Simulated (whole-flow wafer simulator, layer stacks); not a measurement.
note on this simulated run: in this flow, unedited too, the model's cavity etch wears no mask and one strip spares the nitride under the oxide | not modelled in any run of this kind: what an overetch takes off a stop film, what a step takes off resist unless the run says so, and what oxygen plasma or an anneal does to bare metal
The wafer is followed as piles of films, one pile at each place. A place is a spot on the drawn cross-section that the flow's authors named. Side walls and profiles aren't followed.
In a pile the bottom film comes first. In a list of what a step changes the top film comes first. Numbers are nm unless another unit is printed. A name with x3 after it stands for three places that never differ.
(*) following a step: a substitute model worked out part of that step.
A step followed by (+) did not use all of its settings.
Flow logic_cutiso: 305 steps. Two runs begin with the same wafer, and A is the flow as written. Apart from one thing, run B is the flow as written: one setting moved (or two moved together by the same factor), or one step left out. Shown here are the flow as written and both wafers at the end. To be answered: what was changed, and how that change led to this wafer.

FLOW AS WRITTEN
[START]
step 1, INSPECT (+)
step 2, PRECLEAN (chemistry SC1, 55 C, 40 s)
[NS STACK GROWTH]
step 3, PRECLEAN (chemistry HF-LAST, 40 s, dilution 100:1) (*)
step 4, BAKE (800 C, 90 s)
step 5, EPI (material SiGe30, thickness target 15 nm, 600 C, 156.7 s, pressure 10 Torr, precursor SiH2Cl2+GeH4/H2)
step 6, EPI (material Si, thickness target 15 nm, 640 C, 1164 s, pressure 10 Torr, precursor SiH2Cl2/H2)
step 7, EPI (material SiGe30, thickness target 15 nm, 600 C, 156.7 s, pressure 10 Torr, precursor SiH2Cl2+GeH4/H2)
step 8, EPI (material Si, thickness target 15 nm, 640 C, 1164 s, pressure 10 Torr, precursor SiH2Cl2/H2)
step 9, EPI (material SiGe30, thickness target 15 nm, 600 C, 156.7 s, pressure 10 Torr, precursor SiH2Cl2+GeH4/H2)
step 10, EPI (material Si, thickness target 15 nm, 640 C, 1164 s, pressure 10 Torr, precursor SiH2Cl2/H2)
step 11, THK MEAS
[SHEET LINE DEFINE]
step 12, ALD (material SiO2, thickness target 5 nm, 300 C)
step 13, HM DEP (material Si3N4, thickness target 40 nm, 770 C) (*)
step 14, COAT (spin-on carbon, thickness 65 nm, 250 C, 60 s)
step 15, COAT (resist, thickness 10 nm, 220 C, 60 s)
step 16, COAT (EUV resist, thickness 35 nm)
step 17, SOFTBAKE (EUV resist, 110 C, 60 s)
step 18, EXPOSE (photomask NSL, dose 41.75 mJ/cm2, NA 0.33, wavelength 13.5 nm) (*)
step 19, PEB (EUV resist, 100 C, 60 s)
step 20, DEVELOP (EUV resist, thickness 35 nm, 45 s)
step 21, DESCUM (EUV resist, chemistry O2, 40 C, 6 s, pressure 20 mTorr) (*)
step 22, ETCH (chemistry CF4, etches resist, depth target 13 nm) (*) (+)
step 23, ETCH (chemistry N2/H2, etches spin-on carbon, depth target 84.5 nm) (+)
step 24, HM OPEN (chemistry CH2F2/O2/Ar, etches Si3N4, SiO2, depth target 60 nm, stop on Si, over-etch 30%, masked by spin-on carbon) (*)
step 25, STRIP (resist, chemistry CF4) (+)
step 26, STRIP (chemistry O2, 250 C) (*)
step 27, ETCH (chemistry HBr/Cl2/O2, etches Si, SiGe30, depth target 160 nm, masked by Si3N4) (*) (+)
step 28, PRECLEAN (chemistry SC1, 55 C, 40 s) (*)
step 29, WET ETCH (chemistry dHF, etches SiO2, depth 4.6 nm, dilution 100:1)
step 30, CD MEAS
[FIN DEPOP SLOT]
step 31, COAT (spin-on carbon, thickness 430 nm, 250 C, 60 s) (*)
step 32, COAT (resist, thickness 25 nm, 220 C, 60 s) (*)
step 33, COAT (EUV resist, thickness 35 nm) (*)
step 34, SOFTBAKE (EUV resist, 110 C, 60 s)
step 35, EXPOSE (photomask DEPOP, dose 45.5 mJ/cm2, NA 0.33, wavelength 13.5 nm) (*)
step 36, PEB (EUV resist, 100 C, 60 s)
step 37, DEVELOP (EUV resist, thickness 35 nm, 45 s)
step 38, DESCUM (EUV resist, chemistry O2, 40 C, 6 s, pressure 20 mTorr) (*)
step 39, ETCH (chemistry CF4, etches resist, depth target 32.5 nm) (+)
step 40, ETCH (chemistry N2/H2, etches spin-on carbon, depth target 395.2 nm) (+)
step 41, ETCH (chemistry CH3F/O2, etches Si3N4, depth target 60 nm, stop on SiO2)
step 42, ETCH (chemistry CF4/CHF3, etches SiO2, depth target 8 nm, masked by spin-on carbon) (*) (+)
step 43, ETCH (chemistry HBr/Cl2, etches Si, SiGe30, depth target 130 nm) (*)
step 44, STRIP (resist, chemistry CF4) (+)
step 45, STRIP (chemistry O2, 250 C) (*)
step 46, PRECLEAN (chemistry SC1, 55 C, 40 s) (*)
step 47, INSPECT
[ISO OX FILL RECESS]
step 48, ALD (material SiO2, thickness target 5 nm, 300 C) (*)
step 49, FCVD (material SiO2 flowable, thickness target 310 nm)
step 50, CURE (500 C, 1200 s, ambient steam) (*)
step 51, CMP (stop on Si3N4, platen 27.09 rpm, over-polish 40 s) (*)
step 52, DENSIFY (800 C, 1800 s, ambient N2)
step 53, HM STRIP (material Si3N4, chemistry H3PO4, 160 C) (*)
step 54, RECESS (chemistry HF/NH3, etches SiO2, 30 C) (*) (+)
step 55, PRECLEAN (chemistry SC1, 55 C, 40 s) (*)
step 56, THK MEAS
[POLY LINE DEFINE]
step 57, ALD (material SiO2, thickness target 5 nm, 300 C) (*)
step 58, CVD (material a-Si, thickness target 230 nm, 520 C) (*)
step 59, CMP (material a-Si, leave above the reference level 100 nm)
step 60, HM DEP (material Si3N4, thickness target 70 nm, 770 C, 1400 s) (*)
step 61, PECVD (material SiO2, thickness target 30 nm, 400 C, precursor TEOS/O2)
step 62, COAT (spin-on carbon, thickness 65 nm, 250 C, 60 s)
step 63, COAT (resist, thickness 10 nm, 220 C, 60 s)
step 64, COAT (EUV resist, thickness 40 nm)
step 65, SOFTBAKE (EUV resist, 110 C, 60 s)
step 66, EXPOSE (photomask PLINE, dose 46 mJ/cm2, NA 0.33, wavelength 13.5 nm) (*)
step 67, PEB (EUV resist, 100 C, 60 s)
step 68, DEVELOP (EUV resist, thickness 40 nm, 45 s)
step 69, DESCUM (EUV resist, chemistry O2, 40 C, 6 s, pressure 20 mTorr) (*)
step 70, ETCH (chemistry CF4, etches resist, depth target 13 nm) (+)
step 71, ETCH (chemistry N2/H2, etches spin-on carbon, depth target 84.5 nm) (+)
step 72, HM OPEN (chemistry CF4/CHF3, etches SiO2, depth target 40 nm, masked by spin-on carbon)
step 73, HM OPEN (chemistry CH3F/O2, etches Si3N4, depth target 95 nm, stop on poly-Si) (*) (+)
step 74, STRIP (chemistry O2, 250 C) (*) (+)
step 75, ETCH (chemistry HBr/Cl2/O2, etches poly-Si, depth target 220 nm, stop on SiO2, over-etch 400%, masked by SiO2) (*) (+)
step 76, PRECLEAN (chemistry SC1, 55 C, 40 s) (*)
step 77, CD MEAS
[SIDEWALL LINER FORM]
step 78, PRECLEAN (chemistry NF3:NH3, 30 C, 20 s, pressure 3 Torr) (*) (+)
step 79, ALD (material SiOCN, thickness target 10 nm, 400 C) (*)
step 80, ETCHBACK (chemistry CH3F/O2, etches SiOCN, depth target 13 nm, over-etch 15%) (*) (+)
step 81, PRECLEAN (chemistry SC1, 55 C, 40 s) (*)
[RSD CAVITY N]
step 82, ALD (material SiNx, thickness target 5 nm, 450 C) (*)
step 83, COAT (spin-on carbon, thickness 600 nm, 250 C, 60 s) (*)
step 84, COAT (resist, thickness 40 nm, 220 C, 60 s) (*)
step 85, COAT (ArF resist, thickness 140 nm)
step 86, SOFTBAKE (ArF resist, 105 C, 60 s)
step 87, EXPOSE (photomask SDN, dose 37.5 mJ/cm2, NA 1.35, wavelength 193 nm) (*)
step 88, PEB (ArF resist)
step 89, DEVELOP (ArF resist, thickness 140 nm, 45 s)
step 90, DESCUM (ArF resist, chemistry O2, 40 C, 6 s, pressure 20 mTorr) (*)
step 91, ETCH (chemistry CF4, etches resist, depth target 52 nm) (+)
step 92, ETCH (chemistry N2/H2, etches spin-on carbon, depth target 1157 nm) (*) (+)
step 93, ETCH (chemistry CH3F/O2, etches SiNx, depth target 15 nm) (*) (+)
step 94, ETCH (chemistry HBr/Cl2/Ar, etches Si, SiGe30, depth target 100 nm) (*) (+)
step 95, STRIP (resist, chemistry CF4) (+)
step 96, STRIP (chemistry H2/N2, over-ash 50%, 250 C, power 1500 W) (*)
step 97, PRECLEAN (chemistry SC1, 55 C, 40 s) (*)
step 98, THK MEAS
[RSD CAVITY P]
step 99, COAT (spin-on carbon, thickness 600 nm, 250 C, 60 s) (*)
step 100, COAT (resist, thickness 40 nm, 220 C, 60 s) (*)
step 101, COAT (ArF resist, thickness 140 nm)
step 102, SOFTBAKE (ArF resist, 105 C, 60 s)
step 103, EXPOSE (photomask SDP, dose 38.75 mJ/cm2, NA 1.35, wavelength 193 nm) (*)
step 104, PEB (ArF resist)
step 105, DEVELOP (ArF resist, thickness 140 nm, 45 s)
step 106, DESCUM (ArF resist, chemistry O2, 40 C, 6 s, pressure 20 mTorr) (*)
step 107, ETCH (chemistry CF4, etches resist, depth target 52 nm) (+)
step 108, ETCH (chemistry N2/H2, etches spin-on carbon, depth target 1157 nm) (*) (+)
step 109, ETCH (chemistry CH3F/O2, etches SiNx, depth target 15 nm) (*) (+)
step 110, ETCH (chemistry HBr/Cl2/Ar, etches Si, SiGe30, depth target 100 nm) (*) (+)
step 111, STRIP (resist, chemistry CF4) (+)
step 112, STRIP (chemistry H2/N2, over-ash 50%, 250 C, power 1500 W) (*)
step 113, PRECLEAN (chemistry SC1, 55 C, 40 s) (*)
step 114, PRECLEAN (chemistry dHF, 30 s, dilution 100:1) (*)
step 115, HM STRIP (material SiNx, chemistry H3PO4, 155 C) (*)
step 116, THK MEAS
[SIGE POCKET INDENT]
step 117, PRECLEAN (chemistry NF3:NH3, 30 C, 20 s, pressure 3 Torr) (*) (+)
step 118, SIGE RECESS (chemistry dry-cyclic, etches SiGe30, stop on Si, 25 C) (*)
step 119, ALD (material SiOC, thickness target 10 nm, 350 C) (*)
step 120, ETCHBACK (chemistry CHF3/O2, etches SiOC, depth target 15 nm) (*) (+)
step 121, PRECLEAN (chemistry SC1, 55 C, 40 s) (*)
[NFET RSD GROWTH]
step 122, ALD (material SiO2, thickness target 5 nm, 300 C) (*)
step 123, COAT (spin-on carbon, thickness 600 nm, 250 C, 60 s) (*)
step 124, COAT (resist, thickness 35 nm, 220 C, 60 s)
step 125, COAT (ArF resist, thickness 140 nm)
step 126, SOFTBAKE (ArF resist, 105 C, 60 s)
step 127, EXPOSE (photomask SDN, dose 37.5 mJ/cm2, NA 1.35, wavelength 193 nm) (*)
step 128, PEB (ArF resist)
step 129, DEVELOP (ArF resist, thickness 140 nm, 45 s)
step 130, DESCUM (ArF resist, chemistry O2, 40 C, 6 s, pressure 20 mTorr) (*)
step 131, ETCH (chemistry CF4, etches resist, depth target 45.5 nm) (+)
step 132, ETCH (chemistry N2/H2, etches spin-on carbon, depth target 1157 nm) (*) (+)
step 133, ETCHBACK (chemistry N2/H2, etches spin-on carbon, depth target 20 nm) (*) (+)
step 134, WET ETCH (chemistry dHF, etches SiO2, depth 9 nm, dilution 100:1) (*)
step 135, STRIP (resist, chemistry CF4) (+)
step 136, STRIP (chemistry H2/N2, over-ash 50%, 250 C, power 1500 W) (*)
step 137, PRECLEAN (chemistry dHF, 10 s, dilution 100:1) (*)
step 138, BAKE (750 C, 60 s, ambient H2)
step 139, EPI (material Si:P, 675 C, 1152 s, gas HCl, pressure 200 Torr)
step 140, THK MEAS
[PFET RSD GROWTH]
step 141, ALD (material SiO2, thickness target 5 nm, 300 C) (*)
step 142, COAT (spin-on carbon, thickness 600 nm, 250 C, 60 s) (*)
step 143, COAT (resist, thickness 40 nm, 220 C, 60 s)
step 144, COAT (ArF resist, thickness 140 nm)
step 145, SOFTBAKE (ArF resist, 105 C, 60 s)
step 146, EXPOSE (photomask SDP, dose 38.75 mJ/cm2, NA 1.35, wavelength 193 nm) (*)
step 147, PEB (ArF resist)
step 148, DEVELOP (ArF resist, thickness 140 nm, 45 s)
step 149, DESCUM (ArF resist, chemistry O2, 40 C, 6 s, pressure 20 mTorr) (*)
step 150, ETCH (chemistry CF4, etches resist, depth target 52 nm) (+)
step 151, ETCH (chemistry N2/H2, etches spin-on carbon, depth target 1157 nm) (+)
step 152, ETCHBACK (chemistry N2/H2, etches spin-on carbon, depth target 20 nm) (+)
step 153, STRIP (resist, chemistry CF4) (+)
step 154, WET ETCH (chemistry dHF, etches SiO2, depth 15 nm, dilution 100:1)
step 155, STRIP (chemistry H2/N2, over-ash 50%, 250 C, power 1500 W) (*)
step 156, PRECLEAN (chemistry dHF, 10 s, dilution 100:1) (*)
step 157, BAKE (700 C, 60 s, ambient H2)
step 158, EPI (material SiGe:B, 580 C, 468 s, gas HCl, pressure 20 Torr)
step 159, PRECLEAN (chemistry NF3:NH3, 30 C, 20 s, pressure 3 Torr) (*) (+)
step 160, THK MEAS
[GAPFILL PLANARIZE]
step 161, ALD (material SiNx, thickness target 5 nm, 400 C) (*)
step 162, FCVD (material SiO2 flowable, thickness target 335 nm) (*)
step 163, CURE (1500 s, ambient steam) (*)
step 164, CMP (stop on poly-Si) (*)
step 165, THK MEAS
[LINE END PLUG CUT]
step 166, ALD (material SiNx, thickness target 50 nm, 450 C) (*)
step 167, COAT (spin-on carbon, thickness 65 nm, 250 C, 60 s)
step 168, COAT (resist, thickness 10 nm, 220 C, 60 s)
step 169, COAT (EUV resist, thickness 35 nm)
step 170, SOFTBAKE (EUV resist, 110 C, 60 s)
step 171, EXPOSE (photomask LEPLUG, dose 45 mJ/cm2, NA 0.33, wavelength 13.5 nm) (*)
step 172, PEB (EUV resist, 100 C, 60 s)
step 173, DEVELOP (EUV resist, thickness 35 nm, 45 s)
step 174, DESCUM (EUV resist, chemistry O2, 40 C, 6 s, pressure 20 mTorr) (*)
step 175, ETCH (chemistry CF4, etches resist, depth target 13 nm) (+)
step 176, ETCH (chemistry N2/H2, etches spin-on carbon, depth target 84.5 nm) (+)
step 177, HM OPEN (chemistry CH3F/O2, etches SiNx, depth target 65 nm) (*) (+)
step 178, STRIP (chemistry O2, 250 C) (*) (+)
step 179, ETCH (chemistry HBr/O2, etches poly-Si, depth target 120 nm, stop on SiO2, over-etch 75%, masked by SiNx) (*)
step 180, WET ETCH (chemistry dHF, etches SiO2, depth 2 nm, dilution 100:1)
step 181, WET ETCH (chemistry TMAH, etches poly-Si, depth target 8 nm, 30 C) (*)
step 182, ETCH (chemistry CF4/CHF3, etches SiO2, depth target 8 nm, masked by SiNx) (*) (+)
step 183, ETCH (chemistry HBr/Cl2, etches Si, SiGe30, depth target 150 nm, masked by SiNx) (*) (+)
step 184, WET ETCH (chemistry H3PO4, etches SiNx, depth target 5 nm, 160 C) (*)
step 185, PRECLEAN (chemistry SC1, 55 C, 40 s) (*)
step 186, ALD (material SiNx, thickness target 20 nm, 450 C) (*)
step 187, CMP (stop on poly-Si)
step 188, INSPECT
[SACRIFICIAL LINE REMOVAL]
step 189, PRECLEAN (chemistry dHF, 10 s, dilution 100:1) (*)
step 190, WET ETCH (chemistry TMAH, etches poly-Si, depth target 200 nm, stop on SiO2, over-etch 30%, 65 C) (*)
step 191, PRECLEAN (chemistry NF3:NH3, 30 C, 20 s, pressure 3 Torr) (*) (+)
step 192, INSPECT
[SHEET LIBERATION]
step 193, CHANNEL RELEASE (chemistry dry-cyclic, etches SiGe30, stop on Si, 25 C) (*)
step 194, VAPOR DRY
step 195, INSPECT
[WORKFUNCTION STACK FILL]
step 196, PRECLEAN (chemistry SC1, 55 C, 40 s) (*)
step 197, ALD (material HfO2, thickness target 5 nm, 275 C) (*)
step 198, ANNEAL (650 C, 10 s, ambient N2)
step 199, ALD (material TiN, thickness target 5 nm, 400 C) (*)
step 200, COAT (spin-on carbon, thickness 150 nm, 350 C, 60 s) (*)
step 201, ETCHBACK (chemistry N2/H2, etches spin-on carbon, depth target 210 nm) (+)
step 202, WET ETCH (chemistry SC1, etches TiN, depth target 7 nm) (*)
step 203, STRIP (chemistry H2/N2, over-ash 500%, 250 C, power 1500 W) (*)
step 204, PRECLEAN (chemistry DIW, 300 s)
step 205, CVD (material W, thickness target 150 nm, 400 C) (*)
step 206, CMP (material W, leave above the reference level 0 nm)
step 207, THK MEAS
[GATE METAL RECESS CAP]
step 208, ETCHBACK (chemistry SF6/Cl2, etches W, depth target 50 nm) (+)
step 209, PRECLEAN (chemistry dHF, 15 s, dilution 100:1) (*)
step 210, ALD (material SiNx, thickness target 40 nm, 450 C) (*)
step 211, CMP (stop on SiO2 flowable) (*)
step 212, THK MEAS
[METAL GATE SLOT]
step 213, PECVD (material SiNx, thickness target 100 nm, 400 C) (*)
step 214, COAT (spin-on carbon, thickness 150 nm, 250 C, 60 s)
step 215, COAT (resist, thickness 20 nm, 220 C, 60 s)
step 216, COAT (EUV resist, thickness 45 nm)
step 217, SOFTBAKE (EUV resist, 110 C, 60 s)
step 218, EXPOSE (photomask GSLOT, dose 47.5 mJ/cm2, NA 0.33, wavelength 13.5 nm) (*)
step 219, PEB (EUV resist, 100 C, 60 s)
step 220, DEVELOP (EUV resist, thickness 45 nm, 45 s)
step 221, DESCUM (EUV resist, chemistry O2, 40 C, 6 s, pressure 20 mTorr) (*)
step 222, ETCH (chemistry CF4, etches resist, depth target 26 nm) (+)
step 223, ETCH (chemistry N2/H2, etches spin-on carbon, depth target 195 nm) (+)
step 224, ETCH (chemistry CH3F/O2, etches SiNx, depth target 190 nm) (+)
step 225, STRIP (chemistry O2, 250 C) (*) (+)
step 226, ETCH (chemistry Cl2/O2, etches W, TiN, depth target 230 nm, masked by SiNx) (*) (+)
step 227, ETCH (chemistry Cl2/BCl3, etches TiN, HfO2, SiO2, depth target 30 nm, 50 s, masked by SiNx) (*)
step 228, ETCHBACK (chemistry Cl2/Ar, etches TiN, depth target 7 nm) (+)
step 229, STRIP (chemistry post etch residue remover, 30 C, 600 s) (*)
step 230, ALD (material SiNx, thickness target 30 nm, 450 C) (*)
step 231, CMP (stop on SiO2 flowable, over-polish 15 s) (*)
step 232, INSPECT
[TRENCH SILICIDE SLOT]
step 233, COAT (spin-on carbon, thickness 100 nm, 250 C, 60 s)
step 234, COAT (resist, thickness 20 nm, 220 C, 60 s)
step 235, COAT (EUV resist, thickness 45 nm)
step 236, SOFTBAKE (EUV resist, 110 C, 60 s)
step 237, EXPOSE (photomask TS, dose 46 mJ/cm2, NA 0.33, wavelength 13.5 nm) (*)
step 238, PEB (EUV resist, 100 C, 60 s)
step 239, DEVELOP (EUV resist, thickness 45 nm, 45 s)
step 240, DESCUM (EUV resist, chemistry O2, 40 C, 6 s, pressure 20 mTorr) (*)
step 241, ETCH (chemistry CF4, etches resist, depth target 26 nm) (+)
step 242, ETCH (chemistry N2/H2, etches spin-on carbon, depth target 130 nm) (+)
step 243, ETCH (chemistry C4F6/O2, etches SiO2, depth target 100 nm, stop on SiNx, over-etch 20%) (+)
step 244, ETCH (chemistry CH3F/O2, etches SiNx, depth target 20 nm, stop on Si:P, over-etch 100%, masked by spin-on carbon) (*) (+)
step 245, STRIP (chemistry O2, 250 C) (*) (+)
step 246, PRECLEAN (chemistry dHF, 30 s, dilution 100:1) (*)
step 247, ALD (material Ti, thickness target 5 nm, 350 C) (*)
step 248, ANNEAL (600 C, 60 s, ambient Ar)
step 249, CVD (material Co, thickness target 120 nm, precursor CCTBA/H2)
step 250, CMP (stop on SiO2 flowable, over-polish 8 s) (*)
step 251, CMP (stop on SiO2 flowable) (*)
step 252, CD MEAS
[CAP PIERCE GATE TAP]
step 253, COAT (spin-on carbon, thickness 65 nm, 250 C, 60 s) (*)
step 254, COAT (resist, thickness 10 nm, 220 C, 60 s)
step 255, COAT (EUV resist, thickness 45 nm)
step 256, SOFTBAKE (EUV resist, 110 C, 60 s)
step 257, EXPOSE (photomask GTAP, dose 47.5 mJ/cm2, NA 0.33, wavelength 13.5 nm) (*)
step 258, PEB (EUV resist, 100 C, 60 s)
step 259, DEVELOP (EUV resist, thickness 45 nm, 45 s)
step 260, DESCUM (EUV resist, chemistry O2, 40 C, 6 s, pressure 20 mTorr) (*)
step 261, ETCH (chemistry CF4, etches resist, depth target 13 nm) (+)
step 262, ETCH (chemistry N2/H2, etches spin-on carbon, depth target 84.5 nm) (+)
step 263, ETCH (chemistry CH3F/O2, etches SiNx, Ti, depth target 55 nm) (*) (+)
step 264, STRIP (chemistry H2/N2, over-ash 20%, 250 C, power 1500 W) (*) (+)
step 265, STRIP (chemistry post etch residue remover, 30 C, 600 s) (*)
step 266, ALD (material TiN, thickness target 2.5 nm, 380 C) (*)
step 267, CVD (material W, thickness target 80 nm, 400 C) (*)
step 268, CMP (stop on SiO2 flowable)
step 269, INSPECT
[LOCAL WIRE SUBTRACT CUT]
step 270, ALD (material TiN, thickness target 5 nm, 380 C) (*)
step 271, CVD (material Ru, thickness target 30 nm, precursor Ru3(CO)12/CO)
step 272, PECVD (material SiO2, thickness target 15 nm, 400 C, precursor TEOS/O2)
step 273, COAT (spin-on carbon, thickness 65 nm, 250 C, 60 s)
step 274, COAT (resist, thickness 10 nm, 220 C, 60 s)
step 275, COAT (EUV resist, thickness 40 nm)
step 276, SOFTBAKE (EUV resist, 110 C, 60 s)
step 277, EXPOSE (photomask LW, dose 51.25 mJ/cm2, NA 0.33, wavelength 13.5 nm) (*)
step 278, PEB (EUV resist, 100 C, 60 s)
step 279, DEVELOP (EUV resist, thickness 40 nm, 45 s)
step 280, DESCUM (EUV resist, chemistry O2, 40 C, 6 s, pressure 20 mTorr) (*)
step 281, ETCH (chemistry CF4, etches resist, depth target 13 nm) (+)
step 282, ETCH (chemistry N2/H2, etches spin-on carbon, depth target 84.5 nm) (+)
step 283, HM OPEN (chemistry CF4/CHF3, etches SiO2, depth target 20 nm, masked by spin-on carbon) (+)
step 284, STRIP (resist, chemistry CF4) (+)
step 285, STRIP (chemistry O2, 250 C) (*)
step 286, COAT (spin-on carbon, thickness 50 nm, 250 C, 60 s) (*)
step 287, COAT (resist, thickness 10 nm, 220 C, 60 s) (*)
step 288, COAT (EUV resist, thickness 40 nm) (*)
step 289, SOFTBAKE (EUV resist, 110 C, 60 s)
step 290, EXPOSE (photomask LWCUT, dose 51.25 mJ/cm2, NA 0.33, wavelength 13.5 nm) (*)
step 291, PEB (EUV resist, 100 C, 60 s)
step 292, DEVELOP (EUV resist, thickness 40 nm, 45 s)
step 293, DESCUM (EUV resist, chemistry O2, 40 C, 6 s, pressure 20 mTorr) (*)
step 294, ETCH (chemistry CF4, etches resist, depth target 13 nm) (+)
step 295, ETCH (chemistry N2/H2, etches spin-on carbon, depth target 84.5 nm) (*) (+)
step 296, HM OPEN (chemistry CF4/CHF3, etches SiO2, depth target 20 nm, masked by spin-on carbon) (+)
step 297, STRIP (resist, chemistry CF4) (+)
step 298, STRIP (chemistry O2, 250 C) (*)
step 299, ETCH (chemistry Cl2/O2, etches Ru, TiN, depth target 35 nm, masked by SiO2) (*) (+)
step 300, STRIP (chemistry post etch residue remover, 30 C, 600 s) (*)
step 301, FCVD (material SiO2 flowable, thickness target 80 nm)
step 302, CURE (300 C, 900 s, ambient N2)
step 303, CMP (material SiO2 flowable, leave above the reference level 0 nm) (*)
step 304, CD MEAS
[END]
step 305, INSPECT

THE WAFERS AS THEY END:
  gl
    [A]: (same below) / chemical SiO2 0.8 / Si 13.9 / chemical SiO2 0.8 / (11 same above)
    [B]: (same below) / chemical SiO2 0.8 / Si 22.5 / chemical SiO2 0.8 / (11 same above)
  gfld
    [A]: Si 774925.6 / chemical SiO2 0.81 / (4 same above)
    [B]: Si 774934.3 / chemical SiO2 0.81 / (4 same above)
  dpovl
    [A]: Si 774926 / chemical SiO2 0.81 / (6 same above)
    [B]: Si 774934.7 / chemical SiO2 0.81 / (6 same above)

The reason: step 8, EPI: 1834 s was run, whereas the flow has 1164 s.

Step by step, how the change led to this:
  step 8, EPI (material Si, thickness target 15 nm, 640 C, 1164 s, pressure 10 Torr, precursor SiH2Cl2/H2)
      depop, dpovl, gfld and 19 more: A Si gains 15 (new film) | B Si gains 23.6 (new film)
  step 27, ETCH (chemistry HBr/Cl2/O2, etches Si, SiGe30, depth target 160 nm, masked by Si3N4) (*) (+)
      gfld, gxf, iso, lnri: A chemical SiO2 loses 0.79 (all of it), Si loses 11.4 (all of it), SiGe30 loses 15 (all of it), Si loses 15 (all of it), SiGe30 loses 15 (all of it), Si loses 15 (all of it), SiGe30 loses 15 (all of it), Si loses 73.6 | B chemical SiO2 loses 0.79 (all of it), Si loses 11.4 (all of it), SiGe30 loses 15 (all of it), Si loses 23.6 (all of it), SiGe30 loses 15 (all of it), Si loses 15 (all of it), SiGe30 loses 15 (all of it), Si loses 65
      dpovl, nsgap: A chemical SiO2 loses 0.79 (all of it), Si loses 11.8 (all of it), SiGe30 loses 15 (all of it), Si loses 15 (all of it), SiGe30 loses 15 (all of it), Si loses 15 (all of it), SiGe30 loses 15 (all of it), Si loses 73.2 | B chemical SiO2 loses 0.79 (all of it), Si loses 11.8 (all of it), SiGe30 loses 15 (all of it), Si loses 23.6 (all of it), SiGe30 loses 15 (all of it), Si loses 15 (all of it), SiGe30 loses 15 (all of it), Si loses 64.6
      (and at 1 other place as well)
  step 43, ETCH (chemistry HBr/Cl2, etches Si, SiGe30, depth target 130 nm) (*)
      depop: A Si loses 14 (all of it), SiGe30 loses 15 (all of it), Si loses 15 (all of it), SiGe30 loses 15 (all of it), Si loses 15 (all of it), SiGe30 loses 15 (all of it), Si loses 41 | B Si loses 14 (all of it), SiGe30 loses 15 (all of it), Si loses 23.6 (all of it), SiGe30 loses 15 (all of it), Si loses 15 (all of it), SiGe30 loses 15 (all of it), Si loses 32.3
  step 94, ETCH (chemistry HBr/Cl2/Ar, etches Si, SiGe30, depth target 100 nm) (*) (+)
      rsdn, rsdx: A chemical SiO2 loses 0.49 (all of it), Si loses 12.8 (all of it), SiGe30 loses 15 (all of it), Si loses 15 (all of it), SiGe30 loses 15 (all of it), Si loses 15 (all of it), SiGe30 loses 15 (all of it), Si loses 12.2 | B chemical SiO2 loses 0.49 (all of it), Si loses 12.8 (all of it), SiGe30 loses 15 (all of it), Si loses 23.6 (all of it), SiGe30 loses 15 (all of it), Si loses 15 (all of it), SiGe30 loses 15 (all of it), Si loses 3.54
  step 110, ETCH (chemistry HBr/Cl2/Ar, etches Si, SiGe30, depth target 100 nm) (*) (+)
      rsdp, rsdw: A chemical SiO2 loses 0.49 (all of it), Si loses 12.8 (all of it), SiGe30 loses 15 (all of it), Si loses 15 (all of it), SiGe30 loses 15 (all of it), Si loses 15 (all of it), SiGe30 loses 15 (all of it), Si loses 12.2 | B chemical SiO2 loses 0.49 (all of it), Si loses 12.8 (all of it), SiGe30 loses 15 (all of it), Si loses 23.6 (all of it), SiGe30 loses 15 (all of it), Si loses 15 (all of it), SiGe30 loses 15 (all of it), Si loses 3.54
  step 183, ETCH (chemistry HBr/Cl2, etches Si, SiGe30, depth target 150 nm, masked by SiNx) (*) (+)
      plug: A Si loses 13.6 (all of it), SiGe30 loses 15 (all of it), Si loses 15 (all of it), SiGe30 loses 15 (all of it), Si loses 15 (all of it), SiGe30 loses 15 (all of it), Si loses 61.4 | B Si loses 13.6 (all of it), SiGe30 loses 15 (all of it), Si loses 23.6 (all of it), SiGe30 loses 15 (all of it), Si loses 15 (all of it), SiGe30 loses 15 (all of it), Si loses 52.8
